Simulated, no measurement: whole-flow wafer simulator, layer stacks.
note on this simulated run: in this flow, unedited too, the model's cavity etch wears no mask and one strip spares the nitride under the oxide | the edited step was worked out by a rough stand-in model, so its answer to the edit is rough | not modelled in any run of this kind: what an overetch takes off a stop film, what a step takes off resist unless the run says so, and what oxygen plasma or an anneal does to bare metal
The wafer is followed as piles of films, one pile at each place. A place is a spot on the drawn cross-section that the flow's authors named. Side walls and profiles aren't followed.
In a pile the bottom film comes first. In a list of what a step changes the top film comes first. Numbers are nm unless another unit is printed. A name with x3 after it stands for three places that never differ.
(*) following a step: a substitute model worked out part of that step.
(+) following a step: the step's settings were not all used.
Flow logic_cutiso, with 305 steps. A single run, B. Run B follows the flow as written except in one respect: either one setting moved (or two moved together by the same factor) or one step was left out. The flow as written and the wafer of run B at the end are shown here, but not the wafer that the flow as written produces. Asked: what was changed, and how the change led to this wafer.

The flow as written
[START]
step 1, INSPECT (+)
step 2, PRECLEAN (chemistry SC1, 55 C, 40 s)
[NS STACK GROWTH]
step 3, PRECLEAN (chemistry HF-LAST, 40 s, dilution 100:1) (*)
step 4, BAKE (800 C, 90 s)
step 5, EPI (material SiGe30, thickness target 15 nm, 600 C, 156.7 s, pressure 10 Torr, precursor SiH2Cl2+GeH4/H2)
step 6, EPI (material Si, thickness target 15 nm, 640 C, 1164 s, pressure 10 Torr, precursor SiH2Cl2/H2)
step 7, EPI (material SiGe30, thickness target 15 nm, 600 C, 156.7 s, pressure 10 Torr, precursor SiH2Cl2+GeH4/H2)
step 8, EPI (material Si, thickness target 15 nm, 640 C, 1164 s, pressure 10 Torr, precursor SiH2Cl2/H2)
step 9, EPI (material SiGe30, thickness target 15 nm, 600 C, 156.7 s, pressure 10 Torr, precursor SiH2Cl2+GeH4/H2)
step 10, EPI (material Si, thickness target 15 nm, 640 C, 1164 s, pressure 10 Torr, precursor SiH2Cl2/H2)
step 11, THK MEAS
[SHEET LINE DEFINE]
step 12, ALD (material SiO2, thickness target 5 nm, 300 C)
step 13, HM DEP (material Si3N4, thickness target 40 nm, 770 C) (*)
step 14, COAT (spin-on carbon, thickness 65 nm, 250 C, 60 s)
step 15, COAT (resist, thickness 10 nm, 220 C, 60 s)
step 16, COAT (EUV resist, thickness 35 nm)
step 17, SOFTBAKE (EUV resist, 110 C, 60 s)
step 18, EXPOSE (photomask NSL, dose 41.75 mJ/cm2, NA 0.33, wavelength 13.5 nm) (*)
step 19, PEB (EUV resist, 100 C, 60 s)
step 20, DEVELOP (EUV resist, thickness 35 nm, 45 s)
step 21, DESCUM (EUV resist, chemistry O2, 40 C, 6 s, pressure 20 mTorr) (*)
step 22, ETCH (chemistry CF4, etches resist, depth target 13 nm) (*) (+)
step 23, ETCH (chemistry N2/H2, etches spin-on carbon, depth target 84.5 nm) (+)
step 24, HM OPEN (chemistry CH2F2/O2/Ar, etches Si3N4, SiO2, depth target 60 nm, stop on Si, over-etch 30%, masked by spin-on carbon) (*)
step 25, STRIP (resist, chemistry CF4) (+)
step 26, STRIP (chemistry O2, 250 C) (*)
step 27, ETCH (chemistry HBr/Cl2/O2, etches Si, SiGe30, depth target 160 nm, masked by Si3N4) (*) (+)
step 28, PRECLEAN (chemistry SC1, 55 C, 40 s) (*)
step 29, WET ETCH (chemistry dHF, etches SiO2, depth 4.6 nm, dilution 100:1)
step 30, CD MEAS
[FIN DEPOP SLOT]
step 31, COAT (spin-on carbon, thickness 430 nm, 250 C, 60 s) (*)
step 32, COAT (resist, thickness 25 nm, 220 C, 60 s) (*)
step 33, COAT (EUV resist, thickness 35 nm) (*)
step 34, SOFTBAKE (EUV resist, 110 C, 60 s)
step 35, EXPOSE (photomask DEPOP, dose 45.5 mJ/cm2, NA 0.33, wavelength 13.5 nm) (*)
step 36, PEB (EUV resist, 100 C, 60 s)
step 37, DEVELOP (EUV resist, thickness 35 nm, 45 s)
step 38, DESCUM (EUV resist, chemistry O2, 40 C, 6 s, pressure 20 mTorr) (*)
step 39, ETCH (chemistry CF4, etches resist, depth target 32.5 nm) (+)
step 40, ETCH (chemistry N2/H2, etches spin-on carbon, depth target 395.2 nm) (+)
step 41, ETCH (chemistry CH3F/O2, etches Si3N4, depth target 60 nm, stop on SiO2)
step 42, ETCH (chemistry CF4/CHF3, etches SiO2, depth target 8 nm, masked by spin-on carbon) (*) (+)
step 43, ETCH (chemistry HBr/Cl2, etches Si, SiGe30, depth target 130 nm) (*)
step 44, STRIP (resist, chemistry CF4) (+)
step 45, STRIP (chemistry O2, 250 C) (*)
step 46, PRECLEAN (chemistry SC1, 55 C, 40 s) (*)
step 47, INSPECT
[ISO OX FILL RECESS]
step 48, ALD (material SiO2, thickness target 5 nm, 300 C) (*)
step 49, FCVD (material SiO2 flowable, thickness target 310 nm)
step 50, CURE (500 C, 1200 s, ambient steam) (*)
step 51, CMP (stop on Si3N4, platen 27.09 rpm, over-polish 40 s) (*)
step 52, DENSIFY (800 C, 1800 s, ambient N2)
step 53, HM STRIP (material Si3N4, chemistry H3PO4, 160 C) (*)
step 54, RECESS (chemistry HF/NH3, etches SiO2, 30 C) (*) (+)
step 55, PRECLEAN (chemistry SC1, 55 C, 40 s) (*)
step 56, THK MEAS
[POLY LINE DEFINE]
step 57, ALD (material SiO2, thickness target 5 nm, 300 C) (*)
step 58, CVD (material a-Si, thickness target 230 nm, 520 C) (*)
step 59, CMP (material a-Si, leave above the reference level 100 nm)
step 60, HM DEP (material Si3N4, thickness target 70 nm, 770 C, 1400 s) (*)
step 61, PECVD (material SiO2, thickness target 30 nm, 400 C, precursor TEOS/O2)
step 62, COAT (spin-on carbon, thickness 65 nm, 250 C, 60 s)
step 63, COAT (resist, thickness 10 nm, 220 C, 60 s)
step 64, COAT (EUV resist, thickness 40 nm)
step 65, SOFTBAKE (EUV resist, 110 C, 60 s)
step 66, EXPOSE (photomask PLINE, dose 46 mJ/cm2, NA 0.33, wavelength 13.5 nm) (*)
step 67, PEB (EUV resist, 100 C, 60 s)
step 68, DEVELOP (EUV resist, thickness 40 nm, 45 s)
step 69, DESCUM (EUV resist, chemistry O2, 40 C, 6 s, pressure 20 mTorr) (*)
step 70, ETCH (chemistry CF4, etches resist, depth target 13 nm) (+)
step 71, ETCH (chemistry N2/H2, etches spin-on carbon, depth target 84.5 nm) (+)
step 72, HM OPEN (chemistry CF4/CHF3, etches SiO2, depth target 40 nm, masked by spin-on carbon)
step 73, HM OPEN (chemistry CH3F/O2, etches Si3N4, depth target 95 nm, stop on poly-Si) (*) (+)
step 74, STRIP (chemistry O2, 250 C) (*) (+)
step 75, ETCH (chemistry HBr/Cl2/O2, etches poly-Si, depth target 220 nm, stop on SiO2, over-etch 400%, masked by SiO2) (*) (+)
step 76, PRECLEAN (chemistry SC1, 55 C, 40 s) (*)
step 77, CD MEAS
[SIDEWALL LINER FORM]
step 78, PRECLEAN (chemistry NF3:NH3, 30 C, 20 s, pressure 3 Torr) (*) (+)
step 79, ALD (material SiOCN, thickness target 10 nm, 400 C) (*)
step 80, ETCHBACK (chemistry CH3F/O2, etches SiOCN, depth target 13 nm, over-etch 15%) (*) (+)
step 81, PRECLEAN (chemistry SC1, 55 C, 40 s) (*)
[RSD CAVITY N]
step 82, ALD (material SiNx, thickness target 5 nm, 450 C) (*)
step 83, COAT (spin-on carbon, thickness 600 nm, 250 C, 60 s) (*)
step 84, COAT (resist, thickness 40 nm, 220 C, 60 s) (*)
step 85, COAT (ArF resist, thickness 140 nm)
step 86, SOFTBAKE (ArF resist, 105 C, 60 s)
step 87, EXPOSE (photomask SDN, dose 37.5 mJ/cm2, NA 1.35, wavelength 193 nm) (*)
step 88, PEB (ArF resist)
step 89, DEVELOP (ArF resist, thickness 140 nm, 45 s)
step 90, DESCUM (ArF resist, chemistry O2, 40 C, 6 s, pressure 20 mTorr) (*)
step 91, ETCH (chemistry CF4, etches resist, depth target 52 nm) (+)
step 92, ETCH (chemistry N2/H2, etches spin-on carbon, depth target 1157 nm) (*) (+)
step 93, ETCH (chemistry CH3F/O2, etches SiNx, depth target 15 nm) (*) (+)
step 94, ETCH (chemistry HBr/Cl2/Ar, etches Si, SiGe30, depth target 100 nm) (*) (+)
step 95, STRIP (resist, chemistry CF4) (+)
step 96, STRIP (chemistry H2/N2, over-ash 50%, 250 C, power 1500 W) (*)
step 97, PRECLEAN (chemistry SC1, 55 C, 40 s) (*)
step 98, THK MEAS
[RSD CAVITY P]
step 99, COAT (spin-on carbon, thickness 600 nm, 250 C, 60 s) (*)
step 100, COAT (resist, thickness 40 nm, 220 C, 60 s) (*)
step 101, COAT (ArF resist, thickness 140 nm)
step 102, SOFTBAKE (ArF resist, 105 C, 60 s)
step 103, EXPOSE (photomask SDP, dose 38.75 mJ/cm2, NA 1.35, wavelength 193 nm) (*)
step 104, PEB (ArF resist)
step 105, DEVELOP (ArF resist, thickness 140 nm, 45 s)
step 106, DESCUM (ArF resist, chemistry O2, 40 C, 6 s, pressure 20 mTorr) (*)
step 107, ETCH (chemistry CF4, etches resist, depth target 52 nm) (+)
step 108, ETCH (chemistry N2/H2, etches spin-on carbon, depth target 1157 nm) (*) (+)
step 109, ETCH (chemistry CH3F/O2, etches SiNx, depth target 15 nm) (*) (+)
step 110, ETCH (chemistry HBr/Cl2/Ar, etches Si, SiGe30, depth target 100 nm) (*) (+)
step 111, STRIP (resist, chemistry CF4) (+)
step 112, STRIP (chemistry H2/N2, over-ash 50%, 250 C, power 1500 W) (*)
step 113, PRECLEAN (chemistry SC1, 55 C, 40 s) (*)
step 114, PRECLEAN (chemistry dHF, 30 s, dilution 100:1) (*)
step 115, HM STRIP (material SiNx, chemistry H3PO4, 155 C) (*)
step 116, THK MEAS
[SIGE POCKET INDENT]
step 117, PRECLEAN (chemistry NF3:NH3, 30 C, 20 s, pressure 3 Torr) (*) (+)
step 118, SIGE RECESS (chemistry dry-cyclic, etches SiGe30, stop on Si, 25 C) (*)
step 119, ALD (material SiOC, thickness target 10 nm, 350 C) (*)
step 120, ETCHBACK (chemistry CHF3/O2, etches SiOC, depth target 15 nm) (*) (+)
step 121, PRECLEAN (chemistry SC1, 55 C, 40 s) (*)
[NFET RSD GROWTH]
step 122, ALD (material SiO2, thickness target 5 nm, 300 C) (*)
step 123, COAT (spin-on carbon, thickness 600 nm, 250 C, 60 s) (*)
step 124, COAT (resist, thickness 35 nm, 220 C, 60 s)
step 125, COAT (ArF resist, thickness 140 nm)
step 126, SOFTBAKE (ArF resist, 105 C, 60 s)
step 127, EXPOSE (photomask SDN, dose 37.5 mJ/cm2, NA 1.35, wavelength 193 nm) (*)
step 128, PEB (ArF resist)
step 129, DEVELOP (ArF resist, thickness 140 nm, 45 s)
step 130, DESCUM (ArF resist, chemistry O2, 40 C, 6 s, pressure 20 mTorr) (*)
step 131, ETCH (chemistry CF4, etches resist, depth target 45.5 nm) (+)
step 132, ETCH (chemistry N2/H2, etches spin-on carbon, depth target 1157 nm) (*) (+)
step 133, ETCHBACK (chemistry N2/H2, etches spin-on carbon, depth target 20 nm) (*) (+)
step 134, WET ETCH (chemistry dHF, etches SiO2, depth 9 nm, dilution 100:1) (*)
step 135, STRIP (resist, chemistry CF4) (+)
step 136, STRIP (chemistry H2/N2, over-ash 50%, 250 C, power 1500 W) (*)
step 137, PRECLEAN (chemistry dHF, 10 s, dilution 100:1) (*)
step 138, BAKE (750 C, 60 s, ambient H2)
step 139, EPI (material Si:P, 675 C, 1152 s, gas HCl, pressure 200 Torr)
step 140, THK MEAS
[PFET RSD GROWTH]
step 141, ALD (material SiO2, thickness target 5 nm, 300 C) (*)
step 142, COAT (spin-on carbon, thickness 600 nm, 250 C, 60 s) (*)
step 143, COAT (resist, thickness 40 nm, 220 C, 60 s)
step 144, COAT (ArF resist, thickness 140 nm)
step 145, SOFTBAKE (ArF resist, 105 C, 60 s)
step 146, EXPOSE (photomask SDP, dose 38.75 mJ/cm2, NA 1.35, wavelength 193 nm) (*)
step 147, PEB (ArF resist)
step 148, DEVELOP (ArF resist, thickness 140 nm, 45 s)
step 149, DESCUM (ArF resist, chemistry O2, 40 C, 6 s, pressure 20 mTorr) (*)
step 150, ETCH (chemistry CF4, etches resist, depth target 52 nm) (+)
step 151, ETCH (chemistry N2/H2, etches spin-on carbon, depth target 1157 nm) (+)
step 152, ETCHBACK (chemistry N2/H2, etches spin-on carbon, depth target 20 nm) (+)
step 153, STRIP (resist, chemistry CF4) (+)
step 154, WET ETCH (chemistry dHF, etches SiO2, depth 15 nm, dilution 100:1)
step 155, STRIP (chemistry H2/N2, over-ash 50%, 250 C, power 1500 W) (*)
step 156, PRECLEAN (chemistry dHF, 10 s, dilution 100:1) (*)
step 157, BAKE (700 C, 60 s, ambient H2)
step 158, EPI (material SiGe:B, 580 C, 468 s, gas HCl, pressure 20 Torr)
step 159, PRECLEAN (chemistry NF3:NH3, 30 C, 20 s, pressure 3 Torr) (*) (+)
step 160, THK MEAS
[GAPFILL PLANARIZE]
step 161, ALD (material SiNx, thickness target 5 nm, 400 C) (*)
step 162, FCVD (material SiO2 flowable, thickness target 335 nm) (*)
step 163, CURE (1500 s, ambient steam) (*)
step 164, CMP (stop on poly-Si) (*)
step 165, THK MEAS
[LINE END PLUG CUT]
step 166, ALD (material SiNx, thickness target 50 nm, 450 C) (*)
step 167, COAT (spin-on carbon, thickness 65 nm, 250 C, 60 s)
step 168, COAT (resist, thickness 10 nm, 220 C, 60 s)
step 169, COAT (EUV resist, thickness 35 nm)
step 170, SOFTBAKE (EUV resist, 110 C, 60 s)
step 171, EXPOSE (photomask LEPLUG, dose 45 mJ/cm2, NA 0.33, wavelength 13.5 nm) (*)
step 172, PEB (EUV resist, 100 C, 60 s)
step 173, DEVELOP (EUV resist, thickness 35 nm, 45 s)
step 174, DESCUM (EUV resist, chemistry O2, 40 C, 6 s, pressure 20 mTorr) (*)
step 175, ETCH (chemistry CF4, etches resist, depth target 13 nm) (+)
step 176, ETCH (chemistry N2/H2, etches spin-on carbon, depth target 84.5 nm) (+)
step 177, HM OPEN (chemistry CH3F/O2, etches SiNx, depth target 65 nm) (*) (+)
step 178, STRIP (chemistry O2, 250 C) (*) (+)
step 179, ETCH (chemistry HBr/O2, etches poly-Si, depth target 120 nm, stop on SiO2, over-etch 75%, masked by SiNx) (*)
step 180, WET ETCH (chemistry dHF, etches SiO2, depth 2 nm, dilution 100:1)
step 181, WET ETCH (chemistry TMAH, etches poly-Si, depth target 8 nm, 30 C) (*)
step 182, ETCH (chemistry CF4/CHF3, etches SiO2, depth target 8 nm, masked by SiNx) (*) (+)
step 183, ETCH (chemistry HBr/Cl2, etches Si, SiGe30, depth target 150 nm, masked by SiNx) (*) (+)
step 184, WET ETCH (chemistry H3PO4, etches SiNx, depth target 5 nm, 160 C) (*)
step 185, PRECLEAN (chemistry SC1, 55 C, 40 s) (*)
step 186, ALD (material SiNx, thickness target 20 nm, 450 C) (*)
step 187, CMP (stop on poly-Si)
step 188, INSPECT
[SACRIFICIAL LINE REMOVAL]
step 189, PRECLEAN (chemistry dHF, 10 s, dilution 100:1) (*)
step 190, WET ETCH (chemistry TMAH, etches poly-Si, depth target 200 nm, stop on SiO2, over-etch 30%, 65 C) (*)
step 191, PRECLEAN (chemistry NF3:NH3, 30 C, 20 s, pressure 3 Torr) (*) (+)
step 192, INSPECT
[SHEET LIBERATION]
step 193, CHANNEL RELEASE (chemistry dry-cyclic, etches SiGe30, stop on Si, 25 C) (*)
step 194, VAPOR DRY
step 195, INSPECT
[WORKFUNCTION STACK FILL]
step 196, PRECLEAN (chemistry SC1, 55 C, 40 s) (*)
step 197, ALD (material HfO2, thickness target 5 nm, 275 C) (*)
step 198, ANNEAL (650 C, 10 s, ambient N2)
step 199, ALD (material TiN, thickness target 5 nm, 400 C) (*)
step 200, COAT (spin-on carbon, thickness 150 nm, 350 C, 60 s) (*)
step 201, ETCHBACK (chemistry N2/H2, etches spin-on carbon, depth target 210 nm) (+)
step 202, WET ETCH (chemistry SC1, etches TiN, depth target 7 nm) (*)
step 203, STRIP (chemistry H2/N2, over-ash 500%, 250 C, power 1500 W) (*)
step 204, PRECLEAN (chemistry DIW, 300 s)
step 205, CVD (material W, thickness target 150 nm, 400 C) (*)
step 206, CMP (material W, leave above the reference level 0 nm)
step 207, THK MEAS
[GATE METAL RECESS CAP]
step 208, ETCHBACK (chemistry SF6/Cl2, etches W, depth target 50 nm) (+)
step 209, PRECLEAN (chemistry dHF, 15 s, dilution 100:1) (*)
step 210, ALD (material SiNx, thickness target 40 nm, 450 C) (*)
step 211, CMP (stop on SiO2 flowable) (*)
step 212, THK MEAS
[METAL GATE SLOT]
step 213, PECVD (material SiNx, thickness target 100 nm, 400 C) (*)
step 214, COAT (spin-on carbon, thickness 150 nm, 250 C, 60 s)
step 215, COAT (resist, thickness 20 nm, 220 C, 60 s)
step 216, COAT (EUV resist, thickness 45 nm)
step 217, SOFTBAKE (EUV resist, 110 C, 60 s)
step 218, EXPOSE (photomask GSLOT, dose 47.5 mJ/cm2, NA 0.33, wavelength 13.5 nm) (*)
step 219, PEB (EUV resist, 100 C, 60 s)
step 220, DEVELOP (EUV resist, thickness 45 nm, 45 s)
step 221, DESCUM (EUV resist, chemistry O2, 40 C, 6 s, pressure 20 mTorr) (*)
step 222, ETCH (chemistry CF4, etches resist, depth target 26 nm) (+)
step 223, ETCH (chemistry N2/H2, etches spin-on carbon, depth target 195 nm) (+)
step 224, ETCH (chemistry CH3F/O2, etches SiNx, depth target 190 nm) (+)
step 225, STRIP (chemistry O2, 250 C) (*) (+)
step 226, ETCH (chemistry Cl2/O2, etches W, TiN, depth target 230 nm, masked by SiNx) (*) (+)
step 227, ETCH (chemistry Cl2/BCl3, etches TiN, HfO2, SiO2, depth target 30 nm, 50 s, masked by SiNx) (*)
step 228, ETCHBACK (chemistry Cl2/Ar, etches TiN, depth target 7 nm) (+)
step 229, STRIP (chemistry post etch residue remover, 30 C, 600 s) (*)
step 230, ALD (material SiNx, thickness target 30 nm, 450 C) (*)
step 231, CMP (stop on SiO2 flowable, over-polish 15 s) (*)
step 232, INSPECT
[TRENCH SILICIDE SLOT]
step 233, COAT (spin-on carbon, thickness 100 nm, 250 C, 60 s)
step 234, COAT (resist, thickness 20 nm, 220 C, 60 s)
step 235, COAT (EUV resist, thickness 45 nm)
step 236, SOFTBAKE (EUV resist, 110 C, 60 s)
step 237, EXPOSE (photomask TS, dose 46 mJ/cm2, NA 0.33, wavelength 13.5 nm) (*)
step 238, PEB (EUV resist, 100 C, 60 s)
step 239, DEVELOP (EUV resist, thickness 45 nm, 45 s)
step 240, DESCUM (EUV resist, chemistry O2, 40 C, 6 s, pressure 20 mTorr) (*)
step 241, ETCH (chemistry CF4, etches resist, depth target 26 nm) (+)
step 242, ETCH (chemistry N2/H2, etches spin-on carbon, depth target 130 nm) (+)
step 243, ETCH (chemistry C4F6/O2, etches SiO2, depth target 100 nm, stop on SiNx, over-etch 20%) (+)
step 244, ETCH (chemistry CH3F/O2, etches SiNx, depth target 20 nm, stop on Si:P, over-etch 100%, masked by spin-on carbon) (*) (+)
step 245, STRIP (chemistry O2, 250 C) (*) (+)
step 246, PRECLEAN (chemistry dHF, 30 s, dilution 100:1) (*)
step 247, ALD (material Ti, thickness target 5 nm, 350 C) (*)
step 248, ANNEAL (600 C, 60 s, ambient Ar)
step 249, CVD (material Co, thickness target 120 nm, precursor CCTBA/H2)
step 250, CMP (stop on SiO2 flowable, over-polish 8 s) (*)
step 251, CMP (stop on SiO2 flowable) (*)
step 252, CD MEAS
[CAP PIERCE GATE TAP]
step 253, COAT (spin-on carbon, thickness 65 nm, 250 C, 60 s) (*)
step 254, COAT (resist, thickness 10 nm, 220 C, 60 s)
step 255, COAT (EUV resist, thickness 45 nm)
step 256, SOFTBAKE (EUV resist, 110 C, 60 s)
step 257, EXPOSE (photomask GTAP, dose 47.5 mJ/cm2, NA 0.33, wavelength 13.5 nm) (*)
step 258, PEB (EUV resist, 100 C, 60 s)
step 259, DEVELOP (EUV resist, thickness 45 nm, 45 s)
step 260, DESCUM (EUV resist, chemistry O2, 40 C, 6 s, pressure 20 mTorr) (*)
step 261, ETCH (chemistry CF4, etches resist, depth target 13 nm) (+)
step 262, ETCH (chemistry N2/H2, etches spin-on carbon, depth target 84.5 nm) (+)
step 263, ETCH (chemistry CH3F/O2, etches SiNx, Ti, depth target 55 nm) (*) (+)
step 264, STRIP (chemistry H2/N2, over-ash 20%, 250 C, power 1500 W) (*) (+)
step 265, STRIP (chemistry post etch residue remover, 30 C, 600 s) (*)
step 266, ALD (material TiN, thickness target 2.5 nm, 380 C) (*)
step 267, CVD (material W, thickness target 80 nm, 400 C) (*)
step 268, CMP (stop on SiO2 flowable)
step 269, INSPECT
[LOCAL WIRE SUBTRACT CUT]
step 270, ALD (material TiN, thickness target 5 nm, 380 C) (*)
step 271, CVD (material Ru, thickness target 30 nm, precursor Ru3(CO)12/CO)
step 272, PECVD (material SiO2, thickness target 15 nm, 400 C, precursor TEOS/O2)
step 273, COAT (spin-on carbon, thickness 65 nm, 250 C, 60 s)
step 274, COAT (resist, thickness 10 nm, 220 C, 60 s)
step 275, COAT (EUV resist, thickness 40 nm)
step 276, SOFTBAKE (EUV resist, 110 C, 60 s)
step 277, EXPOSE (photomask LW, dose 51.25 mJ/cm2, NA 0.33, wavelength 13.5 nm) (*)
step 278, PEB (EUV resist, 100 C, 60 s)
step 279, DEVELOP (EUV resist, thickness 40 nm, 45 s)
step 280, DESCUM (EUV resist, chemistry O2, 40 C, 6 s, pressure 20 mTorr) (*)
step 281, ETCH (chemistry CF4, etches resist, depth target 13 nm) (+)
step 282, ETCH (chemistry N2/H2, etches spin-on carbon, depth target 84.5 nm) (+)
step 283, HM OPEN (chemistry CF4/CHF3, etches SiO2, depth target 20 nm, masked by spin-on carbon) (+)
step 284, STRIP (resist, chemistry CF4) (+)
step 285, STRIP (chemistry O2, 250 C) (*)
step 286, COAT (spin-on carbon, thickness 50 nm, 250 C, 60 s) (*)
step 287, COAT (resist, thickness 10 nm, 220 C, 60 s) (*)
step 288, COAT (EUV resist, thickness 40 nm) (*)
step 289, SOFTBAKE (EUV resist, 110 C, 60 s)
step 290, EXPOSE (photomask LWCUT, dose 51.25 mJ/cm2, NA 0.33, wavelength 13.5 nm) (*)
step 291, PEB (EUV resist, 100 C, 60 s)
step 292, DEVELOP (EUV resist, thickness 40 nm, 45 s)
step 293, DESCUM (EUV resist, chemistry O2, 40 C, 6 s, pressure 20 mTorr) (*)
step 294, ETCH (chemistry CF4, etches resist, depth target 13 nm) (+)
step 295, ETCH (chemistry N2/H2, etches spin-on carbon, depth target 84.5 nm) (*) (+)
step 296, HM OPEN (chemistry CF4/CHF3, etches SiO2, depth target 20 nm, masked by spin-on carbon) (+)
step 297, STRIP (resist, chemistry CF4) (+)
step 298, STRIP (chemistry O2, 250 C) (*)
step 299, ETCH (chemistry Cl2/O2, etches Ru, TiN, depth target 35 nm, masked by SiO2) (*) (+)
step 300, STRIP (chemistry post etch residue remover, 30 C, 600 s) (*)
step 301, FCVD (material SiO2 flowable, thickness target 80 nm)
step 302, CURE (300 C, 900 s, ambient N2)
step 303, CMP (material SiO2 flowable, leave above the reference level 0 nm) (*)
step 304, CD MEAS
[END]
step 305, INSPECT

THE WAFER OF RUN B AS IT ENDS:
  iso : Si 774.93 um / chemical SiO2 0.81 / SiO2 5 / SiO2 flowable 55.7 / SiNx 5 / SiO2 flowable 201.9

What caused this: step 120, ETCHBACK: depth target 11.2 nm was run, while the flow as written has depth target 15 nm.

The path from the change to this, step by step:
  step 120, ETCHBACK (chemistry CHF3/O2, etches SiOC, depth target 15 nm) (*) (+)
      gl, tap: SiOC loses 10 (all of it), SiO2 loses 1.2 (it would be, as written: SiOC loses 10 (all of it), SiO2 loses 4.21 (all of it), Si3N4 loses 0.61)
      glp: SiOC loses 10 (all of it), SiO2 loses 1.2 (it would be, as written: SiOC loses 10 (all of it), SiO2 loses 4.25 (all of it), Si3N4 loses 0.58)
      (also at 15 further places)
  step 122, ALD (material SiO2, thickness target 5 nm, 300 C) (*)
      gl, glp, tap: SiO2 gains 5 (it would be, as written: SiO2 gains 5 (new film))
      gxn: SiO2 gains 5 (it would be, as written: SiO2 gains 6.76 (new film))
      (also at 1 further place)
  step 132, ETCH (chemistry N2/H2, etches spin-on carbon, depth target 1157 nm) (*) (+)
      gl, tap: spin-on carbon loses 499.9 (all of it), SiO2 loses 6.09 (it would be, as written: spin-on carbon loses 501.7 (all of it), SiO2 loses 5 (all of it), Si3N4 loses 0.5)
  step 133, ETCHBACK (chemistry N2/H2, etches spin-on carbon, depth target 20 nm) (*) (+)
      gl, tap: SiO2 loses 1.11 (it would be, as written: Si3N4 loses 0.56)
      gxn: SiO2 loses 1.11 (it would be, as written: SiO2 loses 0.7 (all of it), Si3N4 loses 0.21)
  step 134, WET ETCH (chemistry dHF, etches SiO2, depth 9 nm, dilution 100:1) (*)
      gl, tap: SiO2 loses 0.77 (all of it), Si3N4 loses 0.24 (it would be, as written: Si3N4 loses 0.34)
      gxn: SiO2 loses 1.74 (all of it), Si3N4 loses 0.21 (it would be, as written: Si3N4 loses 0.34)
  step 141, ALD (material SiO2, thickness target 5 nm, 300 C) (*)
      gxn: SiO2 gains 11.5 (new film) (it would be, as written: SiO2 gains 10.1 (new film))
  step 153, STRIP (resist, chemistry CF4) (+)
      glp: SiO2 loses 4.29 (all of it) (it would be, as written: SiO2 loses 1.36 (all of it))
      gxp: SiO2 loses 5.23 (all of it) (it would be, as written: SiO2 loses 3.06 (all of it))
  step 161, ALD (material SiNx, thickness target 5 nm, 400 C) (*)
      gxp: SiNx gains 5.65 (new film) (it would be, as written: SiNx gains 5 (new film))
  step 164, CMP (stop on poly-Si) (*)
      depop, dpovl, isow, ns, nsgap: SiO2 flowable loses 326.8 (all of it), SiNx loses 5 (all of it), SiO2 loses 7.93 (all of it), Si3N4 loses 70 (all of it) (it would be, as written: SiO2 flowable loses 326.8 (all of it), SiNx loses 5 (all of it), SiO2 loses 4.13 (all of it), Si3N4 loses 70 (all of it))
      gfld, gxf, plug: SiO2 flowable loses 250.1 (all of it), SiNx loses 5 (all of it), SiO2 loses 7.93 (all of it), Si3N4 loses 70 (all of it) (it would be, as written: SiO2 flowable loses 251.9 (all of it), SiNx loses 5 (all of it), SiO2 loses 4.13 (all of it), Si3N4 loses 70 (all of it))
      (also at 8 further places)
